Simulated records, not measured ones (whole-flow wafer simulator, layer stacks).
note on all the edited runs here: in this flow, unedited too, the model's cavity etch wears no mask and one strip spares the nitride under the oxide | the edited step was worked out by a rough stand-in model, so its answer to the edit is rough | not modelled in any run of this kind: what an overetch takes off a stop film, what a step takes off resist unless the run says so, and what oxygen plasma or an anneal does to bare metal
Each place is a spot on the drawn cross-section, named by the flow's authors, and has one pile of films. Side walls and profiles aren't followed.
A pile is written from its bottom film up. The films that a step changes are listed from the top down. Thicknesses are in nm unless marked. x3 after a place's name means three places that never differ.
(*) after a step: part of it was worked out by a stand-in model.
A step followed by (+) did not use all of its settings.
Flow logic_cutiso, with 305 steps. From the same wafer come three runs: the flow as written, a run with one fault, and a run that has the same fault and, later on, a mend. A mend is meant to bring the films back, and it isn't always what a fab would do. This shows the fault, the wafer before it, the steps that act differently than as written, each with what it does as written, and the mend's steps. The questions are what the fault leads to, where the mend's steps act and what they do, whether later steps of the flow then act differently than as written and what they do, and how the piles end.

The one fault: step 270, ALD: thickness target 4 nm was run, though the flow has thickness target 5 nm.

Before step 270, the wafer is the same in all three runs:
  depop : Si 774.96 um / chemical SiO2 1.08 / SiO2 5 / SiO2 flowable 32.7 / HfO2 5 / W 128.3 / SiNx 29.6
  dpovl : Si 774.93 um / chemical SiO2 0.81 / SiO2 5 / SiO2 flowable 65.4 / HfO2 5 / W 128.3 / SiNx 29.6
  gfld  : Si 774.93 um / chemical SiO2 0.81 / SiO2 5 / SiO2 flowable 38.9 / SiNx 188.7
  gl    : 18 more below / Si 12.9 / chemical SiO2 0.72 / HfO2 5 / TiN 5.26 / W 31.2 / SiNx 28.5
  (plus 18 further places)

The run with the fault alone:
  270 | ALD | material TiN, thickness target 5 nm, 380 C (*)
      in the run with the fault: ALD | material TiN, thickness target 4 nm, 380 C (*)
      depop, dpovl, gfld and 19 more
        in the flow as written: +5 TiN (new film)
        in the run with the fault: +4 TiN (new film)
  Steps further on in the flow that do not act as written (not shown: 2 more steps that differ only slightly, by at most 2% or 0.5 nm, whichever is larger):
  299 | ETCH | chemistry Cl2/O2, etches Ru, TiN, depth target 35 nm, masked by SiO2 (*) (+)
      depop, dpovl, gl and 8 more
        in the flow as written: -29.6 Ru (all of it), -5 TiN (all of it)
        in the run with the fault: -29.6 Ru (all of it), -4 TiN (all of it), -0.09 SiNx
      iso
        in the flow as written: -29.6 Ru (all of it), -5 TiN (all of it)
        in the run with the fault: -29.6 Ru (all of it), -4 TiN (all of it), -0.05 SiO2 flowable
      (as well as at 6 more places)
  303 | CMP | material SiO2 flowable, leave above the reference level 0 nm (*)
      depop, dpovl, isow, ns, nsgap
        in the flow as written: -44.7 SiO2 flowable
        in the run with the fault: -45.7 SiO2 flowable
  By the end, the piles at depop, dpovl, gfld and 17 more depart from the flow's by more than 2% or 0.5 nm, whichever is larger.
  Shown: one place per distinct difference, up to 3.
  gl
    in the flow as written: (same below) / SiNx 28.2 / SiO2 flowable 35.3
    in the run with the fault: (same below) / SiNx 28.2 / SiO2 flowable 34.3
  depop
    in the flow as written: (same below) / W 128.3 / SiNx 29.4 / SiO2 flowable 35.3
    in the run with the fault: (same below) / W 128.3 / SiNx 29.3 / SiO2 flowable 34.3
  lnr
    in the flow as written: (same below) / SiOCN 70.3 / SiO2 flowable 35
    in the run with the fault: (same below) / SiOCN 70.3 / SiO2 flowable 34

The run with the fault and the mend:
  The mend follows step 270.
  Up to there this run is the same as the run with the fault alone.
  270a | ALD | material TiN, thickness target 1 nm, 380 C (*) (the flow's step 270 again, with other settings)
      depop, dpovl, gfld and 19 more
        +1 TiN
  None of the later steps of the flow acts differently than as written at any place that is followed.
  At every place that both follow, the piles at the end match the flow's.
